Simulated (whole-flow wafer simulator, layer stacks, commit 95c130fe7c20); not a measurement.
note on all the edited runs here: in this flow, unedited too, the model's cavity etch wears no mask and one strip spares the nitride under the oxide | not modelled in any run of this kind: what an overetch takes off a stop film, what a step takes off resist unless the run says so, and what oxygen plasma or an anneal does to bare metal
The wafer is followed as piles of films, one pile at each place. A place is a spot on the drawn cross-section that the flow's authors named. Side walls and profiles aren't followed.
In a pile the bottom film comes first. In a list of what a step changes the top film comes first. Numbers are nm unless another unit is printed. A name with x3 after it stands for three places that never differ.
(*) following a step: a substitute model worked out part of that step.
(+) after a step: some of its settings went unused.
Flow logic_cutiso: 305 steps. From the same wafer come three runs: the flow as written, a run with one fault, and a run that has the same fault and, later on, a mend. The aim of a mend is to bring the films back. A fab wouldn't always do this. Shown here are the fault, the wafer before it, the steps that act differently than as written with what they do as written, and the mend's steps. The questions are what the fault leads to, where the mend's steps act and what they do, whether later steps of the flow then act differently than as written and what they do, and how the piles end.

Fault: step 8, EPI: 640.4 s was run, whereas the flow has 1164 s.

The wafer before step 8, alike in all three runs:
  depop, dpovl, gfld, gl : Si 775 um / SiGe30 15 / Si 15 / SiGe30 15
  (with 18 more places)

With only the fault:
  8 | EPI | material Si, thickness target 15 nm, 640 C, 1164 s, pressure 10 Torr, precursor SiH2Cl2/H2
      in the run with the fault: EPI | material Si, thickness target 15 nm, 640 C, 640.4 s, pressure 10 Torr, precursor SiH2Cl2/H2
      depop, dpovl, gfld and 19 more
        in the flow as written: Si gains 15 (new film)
        in the run with the fault: Si gains 8.25 (new film)
  Later steps of the flow acting differently than as written (2 other steps are not shown; they differ only slightly, by no more than 2% or 0.5 nm, whichever is larger):
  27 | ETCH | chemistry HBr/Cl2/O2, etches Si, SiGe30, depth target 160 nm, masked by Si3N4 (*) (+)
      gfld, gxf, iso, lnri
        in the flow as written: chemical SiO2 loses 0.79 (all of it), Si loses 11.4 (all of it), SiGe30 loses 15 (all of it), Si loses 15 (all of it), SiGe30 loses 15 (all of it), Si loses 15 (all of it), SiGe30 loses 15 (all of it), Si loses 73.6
        in the run with the fault: chemical SiO2 loses 0.79 (all of it), Si loses 11.4 (all of it), SiGe30 loses 15 (all of it), Si loses 8.25 (all of it), SiGe30 loses 15 (all of it), Si loses 15 (all of it), SiGe30 loses 15 (all of it), Si loses 80.4
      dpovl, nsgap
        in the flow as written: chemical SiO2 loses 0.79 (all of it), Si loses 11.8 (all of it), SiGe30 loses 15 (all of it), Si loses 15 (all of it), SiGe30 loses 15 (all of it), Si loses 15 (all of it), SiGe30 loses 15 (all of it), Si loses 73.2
        in the run with the fault: chemical SiO2 loses 0.79 (all of it), Si loses 11.8 (all of it), SiGe30 loses 15 (all of it), Si loses 8.25 (all of it), SiGe30 loses 15 (all of it), Si loses 15 (all of it), SiGe30 loses 15 (all of it), Si loses 80
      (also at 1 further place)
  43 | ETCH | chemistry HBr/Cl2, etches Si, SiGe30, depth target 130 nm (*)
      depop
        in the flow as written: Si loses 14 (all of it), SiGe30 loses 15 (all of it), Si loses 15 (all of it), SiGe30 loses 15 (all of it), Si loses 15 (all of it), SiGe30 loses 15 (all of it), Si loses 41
        in the run with the fault: Si loses 14 (all of it), SiGe30 loses 15 (all of it), Si loses 8.25 (all of it), SiGe30 loses 15 (all of it), Si loses 15 (all of it), SiGe30 loses 15 (all of it), Si loses 47.7
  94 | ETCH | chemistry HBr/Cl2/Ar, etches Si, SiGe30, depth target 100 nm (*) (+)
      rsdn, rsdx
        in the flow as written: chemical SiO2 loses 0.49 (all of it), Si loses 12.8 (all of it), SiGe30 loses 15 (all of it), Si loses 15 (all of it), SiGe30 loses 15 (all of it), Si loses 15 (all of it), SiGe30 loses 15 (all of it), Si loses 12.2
        in the run with the fault: chemical SiO2 loses 0.49 (all of it), Si loses 12.8 (all of it), SiGe30 loses 15 (all of it), Si loses 8.25 (all of it), SiGe30 loses 15 (all of it), Si loses 15 (all of it), SiGe30 loses 15 (all of it), Si loses 18.9
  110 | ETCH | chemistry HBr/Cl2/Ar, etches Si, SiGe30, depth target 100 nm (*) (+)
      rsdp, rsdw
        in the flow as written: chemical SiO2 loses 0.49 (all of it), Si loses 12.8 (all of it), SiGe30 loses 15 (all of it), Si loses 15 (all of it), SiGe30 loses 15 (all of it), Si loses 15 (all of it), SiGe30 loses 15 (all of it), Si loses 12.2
        in the run with the fault: chemical SiO2 loses 0.49 (all of it), Si loses 12.8 (all of it), SiGe30 loses 15 (all of it), Si loses 8.25 (all of it), SiGe30 loses 15 (all of it), Si loses 15 (all of it), SiGe30 loses 15 (all of it), Si loses 18.9
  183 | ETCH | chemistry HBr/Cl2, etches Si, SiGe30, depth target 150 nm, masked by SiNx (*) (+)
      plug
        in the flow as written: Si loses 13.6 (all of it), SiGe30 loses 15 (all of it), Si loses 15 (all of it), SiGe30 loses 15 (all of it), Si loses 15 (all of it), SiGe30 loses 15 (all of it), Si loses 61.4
        in the run with the fault: Si loses 13.6 (all of it), SiGe30 loses 15 (all of it), Si loses 8.25 (all of it), SiGe30 loses 15 (all of it), Si loses 15 (all of it), SiGe30 loses 15 (all of it), Si loses 68.2
  By the end, the piles at gl, glp, gxn and 6 more depart from the flow's by more than 2% or 0.5 nm, whichever is larger.
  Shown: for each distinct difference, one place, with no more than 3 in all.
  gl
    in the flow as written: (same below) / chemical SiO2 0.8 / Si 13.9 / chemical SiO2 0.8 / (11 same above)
    in the run with the fault: (same below) / chemical SiO2 0.8 / Si 7.17 / chemical SiO2 0.8 / (11 same above)
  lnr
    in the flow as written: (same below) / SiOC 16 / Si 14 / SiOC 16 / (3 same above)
    in the run with the fault: (same below) / SiOC 16 / Si 7.22 / SiOC 16 / (3 same above)
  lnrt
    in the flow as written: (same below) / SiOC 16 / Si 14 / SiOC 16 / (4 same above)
    in the run with the fault: (same below) / SiOC 16 / Si 7.22 / SiOC 16 / (4 same above)

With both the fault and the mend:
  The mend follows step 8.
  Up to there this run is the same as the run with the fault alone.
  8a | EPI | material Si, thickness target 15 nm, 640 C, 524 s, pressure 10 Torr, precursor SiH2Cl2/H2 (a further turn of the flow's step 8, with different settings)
      depop, dpovl, gfld and 19 more
        Si gains 6.75
  Later steps of the flow that are run all act as written at every place that is followed.
  At every place that both follow, the piles at the end match the flow's.
